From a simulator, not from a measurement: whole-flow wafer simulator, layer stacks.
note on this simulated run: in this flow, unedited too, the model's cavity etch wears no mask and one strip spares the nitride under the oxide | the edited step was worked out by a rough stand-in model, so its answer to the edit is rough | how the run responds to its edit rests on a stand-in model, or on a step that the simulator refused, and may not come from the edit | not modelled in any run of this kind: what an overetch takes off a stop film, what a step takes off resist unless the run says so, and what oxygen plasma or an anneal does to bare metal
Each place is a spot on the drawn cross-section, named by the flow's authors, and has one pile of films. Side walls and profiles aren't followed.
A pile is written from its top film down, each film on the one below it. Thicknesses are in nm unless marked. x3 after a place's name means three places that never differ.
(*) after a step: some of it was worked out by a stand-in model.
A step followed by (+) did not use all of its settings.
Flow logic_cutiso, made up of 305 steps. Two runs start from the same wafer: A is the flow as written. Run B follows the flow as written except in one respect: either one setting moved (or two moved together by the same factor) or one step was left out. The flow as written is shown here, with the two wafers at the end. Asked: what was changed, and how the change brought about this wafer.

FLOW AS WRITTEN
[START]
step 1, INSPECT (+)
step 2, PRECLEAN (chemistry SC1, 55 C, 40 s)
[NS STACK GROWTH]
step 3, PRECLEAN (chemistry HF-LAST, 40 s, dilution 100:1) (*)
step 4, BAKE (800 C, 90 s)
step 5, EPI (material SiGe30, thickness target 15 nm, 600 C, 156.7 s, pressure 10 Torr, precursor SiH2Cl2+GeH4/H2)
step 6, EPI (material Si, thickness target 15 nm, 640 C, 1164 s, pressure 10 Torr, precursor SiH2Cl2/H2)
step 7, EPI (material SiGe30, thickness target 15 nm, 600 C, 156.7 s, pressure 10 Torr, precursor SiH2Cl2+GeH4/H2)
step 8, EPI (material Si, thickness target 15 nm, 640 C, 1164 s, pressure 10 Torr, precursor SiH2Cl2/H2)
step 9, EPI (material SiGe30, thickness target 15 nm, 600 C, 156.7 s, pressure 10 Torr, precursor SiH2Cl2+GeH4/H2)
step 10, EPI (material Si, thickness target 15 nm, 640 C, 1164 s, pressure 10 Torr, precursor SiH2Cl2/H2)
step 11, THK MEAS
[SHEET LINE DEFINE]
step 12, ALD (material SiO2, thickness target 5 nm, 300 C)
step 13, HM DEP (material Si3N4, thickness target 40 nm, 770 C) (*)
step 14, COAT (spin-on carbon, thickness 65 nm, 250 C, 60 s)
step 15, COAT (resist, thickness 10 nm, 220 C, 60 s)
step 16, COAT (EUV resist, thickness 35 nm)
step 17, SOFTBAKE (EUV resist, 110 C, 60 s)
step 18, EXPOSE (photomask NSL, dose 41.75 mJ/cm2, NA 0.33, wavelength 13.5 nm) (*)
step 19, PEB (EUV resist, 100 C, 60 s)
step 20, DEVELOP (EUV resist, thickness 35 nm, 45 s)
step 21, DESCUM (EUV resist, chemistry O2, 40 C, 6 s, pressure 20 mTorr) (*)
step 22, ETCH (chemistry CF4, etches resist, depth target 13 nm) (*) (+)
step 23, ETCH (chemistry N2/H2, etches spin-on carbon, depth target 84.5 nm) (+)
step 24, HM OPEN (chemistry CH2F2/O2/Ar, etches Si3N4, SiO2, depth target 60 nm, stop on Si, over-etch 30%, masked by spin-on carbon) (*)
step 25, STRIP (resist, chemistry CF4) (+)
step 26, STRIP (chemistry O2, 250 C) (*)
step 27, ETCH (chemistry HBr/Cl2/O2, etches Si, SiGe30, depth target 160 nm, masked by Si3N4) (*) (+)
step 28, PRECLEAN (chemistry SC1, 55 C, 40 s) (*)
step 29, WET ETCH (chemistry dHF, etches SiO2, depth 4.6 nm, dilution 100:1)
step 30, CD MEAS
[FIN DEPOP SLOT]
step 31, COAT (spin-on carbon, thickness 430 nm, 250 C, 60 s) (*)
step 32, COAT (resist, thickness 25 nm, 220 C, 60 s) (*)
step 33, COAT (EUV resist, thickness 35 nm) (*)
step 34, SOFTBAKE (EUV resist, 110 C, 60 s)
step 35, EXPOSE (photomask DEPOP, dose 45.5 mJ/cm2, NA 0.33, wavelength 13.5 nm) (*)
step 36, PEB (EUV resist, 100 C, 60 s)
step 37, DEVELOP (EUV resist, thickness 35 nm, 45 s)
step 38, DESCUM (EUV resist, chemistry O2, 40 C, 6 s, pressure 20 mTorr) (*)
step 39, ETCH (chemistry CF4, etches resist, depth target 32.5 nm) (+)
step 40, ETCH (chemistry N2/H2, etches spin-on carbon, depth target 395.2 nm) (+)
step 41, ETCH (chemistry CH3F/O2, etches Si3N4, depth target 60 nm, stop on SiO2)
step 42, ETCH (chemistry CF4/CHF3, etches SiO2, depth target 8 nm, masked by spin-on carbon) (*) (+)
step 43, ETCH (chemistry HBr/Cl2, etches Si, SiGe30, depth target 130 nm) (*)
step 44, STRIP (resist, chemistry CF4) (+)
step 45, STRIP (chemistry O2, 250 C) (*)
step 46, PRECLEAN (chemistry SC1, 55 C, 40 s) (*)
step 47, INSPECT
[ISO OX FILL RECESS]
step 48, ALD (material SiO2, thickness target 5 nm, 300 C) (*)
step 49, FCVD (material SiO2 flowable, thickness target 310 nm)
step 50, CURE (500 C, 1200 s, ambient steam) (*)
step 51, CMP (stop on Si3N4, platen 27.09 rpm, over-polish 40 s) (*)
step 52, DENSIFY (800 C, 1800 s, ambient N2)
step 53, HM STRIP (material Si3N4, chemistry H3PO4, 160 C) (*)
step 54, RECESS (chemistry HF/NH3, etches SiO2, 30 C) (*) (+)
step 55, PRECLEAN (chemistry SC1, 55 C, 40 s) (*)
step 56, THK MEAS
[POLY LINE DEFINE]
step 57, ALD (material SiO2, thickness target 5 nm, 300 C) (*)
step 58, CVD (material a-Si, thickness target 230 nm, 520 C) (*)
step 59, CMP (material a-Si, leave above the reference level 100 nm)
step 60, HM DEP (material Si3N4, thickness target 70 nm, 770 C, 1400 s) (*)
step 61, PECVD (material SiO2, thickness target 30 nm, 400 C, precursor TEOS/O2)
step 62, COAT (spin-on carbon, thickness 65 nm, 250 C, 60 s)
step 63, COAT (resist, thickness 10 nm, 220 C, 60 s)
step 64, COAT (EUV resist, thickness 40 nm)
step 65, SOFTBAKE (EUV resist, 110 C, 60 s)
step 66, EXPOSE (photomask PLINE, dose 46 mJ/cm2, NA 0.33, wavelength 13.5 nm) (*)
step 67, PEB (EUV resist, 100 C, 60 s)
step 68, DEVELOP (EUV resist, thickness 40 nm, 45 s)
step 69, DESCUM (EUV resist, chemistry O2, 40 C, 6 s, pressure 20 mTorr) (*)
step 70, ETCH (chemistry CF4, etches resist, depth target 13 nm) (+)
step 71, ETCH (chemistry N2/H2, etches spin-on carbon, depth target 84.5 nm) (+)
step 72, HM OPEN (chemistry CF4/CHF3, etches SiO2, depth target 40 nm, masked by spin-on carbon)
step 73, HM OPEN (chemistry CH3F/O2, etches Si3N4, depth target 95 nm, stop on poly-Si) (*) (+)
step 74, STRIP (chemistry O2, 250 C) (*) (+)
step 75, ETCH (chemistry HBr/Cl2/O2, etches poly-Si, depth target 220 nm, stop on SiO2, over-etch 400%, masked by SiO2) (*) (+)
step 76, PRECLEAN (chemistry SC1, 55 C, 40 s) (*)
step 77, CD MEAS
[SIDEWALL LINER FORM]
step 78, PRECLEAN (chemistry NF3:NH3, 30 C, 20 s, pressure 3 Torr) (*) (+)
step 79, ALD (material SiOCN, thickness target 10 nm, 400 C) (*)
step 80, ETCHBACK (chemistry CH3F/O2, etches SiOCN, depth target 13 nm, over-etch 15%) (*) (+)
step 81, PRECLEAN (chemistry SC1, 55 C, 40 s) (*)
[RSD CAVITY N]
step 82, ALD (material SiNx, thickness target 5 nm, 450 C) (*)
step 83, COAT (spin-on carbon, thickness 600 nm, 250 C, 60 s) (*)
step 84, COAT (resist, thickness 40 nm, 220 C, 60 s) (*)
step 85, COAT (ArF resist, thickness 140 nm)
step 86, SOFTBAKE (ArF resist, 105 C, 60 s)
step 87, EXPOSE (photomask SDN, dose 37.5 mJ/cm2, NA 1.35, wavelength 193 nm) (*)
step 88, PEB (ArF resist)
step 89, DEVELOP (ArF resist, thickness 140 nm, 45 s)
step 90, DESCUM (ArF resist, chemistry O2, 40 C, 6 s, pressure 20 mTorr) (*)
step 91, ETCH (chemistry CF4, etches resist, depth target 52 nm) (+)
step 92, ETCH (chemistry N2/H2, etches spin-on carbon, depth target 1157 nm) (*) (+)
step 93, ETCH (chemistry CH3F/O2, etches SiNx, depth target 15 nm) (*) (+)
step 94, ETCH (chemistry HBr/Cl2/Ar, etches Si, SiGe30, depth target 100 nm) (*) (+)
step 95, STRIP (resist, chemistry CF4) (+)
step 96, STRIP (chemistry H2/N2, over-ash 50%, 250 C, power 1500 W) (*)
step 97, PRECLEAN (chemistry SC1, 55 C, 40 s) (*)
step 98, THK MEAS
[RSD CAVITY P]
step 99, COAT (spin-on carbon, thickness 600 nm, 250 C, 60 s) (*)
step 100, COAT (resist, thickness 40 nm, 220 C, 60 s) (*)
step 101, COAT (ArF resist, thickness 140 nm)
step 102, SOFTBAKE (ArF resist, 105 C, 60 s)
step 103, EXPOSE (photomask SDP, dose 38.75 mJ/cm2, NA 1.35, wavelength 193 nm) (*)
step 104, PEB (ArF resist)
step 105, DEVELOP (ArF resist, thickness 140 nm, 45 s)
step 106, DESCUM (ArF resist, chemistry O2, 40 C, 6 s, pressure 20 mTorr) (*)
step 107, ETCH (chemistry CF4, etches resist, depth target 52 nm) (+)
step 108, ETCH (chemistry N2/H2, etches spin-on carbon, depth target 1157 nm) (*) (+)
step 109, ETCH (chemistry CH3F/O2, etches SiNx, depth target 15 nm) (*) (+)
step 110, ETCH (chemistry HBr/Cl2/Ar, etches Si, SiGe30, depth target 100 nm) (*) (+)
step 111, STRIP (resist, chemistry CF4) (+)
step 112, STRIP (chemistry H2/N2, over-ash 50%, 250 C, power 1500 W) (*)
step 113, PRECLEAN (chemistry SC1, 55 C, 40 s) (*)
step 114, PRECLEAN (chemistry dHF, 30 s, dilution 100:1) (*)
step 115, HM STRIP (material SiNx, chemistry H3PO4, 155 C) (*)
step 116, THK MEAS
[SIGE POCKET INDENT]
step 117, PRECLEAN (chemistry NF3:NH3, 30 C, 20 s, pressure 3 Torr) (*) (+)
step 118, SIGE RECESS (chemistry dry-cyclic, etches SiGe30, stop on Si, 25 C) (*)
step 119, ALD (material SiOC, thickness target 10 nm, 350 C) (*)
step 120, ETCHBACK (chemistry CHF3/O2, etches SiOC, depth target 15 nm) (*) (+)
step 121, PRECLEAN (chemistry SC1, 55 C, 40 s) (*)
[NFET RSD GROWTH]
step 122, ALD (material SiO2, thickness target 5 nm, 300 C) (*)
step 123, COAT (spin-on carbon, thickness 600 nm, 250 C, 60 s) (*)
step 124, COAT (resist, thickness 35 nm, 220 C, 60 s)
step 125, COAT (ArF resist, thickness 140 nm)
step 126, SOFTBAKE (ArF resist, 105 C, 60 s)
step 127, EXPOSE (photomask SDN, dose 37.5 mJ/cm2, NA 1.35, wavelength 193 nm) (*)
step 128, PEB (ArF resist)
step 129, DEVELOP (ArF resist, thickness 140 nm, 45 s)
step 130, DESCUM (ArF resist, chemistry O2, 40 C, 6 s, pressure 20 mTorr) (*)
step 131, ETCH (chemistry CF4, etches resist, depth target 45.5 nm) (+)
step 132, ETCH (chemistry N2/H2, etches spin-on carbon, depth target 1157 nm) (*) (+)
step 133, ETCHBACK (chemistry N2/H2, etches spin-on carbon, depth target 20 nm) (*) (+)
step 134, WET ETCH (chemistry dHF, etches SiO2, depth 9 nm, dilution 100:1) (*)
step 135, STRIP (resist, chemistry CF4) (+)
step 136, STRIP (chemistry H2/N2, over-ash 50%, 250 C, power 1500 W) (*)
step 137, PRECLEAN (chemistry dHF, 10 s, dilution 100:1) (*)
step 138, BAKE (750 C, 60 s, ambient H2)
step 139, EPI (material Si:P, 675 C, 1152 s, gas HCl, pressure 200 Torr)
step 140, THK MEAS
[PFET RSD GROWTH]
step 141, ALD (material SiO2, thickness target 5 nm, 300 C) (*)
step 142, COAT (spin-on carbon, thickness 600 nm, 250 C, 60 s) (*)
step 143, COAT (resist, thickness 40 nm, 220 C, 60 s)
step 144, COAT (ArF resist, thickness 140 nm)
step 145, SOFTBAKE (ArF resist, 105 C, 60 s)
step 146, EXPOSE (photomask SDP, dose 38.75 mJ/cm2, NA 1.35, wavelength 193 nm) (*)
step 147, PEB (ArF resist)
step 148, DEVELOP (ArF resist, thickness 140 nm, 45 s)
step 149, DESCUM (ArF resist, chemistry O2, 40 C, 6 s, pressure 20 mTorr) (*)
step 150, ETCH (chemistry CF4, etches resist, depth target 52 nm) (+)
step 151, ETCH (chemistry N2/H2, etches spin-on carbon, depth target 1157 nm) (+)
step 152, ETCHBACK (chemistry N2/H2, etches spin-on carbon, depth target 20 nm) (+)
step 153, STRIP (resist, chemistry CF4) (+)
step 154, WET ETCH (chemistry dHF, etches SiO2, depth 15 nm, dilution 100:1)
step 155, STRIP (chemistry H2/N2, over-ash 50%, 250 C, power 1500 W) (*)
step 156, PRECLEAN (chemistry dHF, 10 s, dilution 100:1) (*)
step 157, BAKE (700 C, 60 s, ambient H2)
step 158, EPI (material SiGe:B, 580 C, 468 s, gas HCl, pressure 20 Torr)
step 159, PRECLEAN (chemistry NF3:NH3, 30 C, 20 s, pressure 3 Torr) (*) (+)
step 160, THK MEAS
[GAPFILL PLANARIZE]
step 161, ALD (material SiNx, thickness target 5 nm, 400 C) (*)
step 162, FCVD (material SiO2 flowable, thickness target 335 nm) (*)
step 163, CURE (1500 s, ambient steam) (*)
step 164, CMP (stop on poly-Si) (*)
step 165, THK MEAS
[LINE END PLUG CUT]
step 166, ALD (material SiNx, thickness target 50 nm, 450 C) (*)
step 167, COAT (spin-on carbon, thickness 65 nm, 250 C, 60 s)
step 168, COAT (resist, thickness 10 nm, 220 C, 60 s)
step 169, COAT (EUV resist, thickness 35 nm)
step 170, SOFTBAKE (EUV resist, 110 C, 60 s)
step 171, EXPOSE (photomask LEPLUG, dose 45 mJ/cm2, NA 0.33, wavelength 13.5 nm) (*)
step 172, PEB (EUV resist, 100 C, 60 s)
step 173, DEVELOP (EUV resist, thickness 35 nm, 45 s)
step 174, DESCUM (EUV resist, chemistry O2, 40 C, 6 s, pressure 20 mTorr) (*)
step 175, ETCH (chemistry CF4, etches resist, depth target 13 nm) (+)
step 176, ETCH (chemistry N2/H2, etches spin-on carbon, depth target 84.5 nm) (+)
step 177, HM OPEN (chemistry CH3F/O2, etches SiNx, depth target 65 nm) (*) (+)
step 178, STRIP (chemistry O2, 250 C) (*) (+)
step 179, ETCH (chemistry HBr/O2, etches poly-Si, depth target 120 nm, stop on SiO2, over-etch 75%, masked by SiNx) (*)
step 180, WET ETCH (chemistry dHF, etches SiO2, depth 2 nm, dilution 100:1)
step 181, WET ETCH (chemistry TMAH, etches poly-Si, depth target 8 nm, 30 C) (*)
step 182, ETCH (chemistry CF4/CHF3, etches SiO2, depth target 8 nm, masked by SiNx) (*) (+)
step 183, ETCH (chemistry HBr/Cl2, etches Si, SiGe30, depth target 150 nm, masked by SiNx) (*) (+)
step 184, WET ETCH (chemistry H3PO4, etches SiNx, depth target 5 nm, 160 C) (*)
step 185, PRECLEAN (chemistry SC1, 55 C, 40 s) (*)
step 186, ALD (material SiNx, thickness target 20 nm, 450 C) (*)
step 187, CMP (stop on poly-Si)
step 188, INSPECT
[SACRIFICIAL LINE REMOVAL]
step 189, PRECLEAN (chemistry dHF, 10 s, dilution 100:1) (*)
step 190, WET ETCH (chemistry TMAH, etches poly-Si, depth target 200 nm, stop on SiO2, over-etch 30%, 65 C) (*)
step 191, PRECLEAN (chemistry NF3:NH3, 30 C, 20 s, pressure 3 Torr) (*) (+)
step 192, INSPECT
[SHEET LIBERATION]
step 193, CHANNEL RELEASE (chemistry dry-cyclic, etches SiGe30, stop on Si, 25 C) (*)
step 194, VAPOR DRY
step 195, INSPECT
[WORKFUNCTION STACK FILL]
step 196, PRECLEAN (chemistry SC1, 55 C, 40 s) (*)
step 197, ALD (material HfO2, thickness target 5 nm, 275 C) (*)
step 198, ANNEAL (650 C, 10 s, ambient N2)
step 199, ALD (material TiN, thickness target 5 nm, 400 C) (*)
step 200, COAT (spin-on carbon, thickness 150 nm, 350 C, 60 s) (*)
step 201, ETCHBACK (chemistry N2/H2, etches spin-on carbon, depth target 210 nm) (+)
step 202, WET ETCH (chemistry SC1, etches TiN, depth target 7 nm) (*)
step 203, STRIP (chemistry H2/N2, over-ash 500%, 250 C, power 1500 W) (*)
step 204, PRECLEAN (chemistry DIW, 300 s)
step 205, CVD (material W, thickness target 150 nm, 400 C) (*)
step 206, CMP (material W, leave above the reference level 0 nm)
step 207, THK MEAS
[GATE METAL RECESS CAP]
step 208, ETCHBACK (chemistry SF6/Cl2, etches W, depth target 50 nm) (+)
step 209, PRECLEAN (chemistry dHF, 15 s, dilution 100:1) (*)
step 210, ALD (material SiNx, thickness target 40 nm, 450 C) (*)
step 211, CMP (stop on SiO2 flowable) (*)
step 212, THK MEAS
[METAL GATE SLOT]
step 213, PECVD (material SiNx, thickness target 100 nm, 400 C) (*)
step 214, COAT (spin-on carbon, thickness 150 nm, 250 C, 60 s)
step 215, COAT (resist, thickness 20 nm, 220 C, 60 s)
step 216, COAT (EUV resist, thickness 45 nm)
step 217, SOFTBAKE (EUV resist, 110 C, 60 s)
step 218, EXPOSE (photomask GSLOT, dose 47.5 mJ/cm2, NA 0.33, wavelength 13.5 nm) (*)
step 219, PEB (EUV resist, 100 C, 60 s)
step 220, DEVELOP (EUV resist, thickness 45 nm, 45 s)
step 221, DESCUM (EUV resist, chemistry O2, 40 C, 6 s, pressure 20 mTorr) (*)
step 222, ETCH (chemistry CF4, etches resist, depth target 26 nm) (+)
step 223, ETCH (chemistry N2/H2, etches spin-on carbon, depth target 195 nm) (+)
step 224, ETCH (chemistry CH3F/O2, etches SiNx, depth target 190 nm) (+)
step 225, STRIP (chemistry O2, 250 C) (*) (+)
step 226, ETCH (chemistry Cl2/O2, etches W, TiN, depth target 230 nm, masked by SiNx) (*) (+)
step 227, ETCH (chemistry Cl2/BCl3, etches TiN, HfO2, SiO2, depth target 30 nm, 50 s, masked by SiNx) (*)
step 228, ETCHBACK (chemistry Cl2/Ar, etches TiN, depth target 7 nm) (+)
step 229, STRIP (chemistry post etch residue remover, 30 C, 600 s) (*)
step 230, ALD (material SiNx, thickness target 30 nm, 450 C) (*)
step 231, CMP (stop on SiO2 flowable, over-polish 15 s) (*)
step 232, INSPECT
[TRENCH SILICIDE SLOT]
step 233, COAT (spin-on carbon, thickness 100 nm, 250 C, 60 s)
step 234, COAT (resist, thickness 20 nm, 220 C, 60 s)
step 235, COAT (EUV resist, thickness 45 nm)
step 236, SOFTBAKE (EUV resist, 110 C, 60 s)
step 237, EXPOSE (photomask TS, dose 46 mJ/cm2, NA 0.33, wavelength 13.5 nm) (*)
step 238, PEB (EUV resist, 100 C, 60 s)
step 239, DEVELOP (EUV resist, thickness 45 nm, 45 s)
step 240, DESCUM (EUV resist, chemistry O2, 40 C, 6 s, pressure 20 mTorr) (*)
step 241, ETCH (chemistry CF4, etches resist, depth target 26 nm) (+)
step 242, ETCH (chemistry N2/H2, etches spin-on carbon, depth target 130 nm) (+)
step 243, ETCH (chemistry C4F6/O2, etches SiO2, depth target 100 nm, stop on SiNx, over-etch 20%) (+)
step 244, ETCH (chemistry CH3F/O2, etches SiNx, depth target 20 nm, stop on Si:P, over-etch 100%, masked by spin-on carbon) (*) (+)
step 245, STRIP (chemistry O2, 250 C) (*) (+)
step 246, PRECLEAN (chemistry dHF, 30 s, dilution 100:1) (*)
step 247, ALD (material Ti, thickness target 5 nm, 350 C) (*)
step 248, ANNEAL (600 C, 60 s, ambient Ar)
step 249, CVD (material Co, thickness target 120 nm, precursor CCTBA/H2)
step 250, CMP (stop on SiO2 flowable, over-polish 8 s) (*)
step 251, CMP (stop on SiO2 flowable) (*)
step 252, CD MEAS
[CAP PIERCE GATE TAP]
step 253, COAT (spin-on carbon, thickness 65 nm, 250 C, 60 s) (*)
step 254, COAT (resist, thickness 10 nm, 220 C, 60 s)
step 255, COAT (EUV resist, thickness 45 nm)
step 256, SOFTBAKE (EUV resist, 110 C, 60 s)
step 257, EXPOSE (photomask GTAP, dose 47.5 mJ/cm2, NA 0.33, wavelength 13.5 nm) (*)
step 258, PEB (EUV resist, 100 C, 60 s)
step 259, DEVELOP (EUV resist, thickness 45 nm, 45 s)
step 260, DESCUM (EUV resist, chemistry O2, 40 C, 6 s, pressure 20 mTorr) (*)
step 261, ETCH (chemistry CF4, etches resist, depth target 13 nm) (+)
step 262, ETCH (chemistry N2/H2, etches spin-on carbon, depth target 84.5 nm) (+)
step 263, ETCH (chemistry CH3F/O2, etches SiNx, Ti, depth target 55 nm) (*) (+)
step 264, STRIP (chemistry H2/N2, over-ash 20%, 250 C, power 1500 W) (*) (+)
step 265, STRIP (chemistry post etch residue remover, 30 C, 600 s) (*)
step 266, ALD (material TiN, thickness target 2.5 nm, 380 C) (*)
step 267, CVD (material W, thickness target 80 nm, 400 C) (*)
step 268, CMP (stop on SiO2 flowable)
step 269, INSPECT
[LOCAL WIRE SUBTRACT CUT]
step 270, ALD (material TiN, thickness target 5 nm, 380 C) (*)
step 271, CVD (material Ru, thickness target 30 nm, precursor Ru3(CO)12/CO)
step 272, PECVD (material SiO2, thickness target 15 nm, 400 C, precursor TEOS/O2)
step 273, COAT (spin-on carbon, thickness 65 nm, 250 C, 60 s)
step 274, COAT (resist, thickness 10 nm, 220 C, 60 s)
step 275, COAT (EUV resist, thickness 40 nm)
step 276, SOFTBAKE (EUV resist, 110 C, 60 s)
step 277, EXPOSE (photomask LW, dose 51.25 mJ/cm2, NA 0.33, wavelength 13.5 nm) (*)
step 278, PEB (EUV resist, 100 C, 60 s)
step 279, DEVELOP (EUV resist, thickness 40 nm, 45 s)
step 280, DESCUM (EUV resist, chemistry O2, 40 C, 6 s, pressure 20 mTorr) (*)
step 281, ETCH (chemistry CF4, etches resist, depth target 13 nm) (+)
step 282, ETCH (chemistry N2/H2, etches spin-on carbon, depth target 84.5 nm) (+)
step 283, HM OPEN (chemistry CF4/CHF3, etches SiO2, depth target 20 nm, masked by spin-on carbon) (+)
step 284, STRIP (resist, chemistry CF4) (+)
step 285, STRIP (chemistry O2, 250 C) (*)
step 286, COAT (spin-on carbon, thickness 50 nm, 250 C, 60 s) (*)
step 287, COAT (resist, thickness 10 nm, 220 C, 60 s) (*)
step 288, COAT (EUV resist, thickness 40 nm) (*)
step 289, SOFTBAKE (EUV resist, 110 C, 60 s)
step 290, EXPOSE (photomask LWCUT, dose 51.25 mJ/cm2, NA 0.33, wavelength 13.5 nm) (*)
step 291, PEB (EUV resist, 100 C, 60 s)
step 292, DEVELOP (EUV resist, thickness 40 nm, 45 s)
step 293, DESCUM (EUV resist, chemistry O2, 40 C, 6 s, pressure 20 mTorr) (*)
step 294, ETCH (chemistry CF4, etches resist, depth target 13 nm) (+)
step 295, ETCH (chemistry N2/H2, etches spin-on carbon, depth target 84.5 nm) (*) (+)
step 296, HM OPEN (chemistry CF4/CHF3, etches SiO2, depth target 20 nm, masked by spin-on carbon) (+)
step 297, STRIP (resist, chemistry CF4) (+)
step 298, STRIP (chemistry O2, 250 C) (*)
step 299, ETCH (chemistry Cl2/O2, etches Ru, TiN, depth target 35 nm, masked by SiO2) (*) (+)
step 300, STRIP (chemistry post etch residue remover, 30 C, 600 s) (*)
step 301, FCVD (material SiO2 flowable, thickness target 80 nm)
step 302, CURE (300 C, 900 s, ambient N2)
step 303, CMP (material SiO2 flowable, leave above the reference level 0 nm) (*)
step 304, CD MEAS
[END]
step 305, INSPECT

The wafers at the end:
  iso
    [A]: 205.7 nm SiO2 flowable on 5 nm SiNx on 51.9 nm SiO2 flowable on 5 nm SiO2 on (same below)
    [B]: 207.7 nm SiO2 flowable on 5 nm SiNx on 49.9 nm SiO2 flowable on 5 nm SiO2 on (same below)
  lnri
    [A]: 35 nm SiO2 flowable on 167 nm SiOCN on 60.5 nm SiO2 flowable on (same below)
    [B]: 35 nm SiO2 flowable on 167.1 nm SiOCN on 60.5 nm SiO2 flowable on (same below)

The reason: step 119, ALD: thickness target 8 nm was run, whereas the flow has thickness target 10 nm.

Step by step, how the change led to this:
  step 119, ALD (material SiOC, thickness target 10 nm, 350 C) (*)
      depop, dpovl, gfld and 14 more: A SiOC gains 10 (new film) | B SiOC gains 8 (new film)
      lnr, lnrp, lnrt: A SiOC gains 10 (new film), SiOC gains 16 (new film), cavity loses 16 (all of it), SiOC gains 16 (new film), cavity loses 16 (all of it), SiOC gains 16 (new film), cavity loses 16 (all of it) | B SiOC gains 8 (new film), SiOC gains 16 (new film), cavity loses 16 (all of it), SiOC gains 16 (new film), cavity loses 16 (all of it), SiOC gains 16 (new film), cavity loses 16 (all of it)
      (and at 2 other places as well)
  step 120, ETCHBACK (chemistry CHF3/O2, etches SiOC, depth target 15 nm) (*) (+)
      gxn: A SiOC loses 11 (all of it), SiO2 loses 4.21 (all of it) | B SiOC loses 8.61 (all of it), SiO2 loses 4.21 (all of it), Si3N4 loses 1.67
      gxp: A SiOC loses 11 (all of it), SiO2 loses 4.25 (all of it) | B SiOC loses 8.58 (all of it), SiO2 loses 4.25 (all of it), Si3N4 loses 1.67
      (and at 20 other places as well)
  step 141, ALD (material SiO2, thickness target 5 nm, 300 C) (*)
      gxn: A SiO2 gains 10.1 (new film) | B SiO2 gains 10.7 (new film)
  step 164, CMP (stop on poly-Si) (*)
      depop, dpovl, isow, ns, nsgap: A SiO2 flowable loses 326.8 (all of it), SiNx loses 5 (all of it), SiO2 loses 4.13 (all of it), Si3N4 loses 70 (all of it) | B SiO2 flowable loses 326.8 (all of it), SiNx loses 5 (all of it), SiO2 loses 2.13 (all of it), Si3N4 loses 70 (all of it)
      gxf, plug: A SiO2 flowable loses 251.9 (all of it), SiNx loses 5 (all of it), SiO2 loses 4.13 (all of it), Si3N4 loses 70 (all of it) | B SiO2 flowable loses 253.1 (all of it), SiNx loses 5 (all of it), SiO2 loses 2.13 (all of it), Si3N4 loses 70 (all of it)
      (and at 6 other places as well)
